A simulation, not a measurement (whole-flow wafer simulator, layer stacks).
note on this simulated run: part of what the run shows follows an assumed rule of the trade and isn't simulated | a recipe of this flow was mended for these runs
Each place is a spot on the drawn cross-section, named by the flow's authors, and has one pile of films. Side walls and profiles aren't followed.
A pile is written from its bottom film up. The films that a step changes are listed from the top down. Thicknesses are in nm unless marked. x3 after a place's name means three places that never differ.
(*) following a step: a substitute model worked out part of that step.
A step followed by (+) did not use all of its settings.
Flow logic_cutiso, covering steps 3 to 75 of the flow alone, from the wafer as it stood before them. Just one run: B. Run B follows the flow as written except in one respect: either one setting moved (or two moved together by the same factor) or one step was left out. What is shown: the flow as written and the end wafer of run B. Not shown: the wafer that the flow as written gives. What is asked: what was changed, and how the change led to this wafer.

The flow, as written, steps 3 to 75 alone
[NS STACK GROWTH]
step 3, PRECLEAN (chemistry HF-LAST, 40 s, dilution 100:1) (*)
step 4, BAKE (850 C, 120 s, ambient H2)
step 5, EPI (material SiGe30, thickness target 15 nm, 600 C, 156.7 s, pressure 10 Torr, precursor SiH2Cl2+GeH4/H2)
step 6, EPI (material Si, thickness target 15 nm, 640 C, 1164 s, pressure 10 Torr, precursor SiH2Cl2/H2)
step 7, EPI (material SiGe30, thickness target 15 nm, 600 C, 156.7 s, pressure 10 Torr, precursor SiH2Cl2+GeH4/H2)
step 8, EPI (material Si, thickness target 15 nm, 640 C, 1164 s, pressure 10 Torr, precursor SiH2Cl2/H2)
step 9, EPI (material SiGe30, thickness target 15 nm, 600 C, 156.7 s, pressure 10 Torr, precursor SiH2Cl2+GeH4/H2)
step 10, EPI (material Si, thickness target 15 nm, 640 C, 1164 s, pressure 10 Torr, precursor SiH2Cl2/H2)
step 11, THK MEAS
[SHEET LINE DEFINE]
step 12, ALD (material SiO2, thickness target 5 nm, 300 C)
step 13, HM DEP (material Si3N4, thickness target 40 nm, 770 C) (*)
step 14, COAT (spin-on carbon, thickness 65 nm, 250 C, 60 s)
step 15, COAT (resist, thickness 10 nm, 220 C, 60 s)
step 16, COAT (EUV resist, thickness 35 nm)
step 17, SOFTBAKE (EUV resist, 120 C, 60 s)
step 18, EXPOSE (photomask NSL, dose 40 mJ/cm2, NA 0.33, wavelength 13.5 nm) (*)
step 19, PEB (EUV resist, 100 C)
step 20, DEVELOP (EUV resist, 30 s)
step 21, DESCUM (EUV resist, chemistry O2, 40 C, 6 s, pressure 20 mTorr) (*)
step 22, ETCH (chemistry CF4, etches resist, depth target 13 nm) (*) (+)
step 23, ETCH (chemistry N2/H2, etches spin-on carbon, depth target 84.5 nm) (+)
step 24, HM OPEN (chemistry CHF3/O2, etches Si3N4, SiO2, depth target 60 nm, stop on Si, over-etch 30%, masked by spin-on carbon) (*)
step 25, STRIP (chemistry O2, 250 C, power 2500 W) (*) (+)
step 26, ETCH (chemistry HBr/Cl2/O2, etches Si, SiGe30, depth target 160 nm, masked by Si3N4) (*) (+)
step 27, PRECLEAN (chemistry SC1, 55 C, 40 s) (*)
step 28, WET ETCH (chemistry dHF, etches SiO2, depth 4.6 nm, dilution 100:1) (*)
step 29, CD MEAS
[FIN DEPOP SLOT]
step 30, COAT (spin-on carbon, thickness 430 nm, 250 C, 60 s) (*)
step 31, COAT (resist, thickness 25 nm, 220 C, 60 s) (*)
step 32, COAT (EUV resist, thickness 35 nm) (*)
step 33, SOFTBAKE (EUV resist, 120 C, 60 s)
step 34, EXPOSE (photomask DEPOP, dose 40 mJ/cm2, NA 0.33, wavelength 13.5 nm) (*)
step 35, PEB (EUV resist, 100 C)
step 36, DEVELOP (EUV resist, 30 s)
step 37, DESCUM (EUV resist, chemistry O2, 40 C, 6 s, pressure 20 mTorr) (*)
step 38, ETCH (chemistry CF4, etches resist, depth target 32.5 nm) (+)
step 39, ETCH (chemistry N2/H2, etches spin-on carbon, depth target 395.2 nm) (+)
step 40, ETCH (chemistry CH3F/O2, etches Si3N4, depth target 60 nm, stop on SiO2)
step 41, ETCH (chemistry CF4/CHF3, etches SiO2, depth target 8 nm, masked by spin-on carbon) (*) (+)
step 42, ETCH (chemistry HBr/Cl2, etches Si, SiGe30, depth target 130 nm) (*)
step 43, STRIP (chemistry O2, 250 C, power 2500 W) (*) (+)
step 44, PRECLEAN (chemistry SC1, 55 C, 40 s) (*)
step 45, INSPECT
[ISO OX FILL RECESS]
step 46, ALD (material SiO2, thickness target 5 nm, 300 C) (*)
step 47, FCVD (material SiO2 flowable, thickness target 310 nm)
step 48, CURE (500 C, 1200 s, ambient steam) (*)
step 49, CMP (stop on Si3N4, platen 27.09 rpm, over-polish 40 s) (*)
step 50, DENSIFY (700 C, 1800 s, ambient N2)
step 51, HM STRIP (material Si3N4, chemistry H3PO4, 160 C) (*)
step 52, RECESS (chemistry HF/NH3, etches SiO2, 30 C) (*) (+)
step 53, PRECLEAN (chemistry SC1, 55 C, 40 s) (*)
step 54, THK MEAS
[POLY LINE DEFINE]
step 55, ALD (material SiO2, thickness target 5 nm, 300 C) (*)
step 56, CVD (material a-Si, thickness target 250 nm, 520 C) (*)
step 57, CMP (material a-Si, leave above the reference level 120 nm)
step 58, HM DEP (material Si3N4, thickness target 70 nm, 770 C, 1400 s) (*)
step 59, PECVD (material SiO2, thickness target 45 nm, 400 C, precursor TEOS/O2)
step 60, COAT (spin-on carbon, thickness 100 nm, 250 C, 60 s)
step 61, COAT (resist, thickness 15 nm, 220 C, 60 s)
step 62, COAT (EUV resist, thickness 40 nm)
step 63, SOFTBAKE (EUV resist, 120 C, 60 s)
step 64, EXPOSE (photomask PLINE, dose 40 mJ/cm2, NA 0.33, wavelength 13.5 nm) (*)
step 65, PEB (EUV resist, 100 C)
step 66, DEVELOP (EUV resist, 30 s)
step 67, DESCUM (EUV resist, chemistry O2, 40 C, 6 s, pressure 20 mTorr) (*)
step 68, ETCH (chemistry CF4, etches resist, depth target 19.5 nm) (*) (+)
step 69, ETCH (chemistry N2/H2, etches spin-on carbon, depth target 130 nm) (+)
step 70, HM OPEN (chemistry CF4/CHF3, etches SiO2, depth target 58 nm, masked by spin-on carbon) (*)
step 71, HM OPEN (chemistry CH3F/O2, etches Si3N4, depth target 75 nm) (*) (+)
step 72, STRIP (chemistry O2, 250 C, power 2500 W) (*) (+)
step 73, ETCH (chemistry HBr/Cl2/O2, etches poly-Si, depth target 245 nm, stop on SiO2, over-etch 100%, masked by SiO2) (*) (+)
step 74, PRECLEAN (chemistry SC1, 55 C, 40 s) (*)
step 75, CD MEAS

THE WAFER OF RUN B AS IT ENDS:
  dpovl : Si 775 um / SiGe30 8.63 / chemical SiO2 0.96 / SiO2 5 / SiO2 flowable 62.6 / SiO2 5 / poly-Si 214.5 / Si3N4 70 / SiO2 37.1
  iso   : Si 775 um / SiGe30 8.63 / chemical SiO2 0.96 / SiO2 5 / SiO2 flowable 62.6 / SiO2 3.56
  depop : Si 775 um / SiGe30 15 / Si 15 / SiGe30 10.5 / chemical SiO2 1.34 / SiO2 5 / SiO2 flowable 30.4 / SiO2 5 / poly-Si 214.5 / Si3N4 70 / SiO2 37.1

Cause: step 7, EPI: 701 C was run, while the flow as written has 600 C.

Step by step, how the change led to this:
  step 7, EPI (material SiGe30, thickness target 15 nm, 600 C, 156.7 s, pressure 10 Torr, precursor SiH2Cl2+GeH4/H2)
      depop, dpovl, gfld and 19 more: SiGe30 gains 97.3 (new film) (in the flow as written it would be: SiGe30 gains 15 (new film))
  step 26, ETCH (chemistry HBr/Cl2/O2, etches Si, SiGe30, depth target 160 nm, masked by Si3N4) (*) (+)
      dpovl, gfld, gxf, iso, isow, lnri, nsgap: chemical SiO2 loses 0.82 (all of it), Si loses 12 (all of it), SiGe30 loses 15 (all of it), Si loses 15 (all of it), SiGe30 loses 97.3 (all of it), Si loses 15 (all of it), SiGe30 loses 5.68 (in the flow as written it would be: chemical SiO2 loses 0.82 (all of it), Si loses 12 (all of it), SiGe30 loses 15 (all of it), Si loses 15 (all of it), SiGe30 loses 15 (all of it), Si loses 15 (all of it), SiGe30 loses 15 (all of it), Si loses 73)
  step 42, ETCH (chemistry HBr/Cl2, etches Si, SiGe30, depth target 130 nm) (*)
      depop: Si loses 13.8 (all of it), SiGe30 loses 15 (all of it), Si loses 15 (all of it), SiGe30 loses 86.2 (in the flow as written it would be: Si loses 13.8 (all of it), SiGe30 loses 15 (all of it), Si loses 15 (all of it), SiGe30 loses 15 (all of it), Si loses 15 (all of it), SiGe30 loses 15 (all of it), Si loses 41.2)
  step 43, STRIP (chemistry O2, 250 C, power 2500 W) (*) (+)
      depop: chemical SiO2 gains 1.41 (new film), SiGe30 loses 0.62 (in the flow as written it would be: chemical SiO2 gains 1.04 (new film), Si loses 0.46)
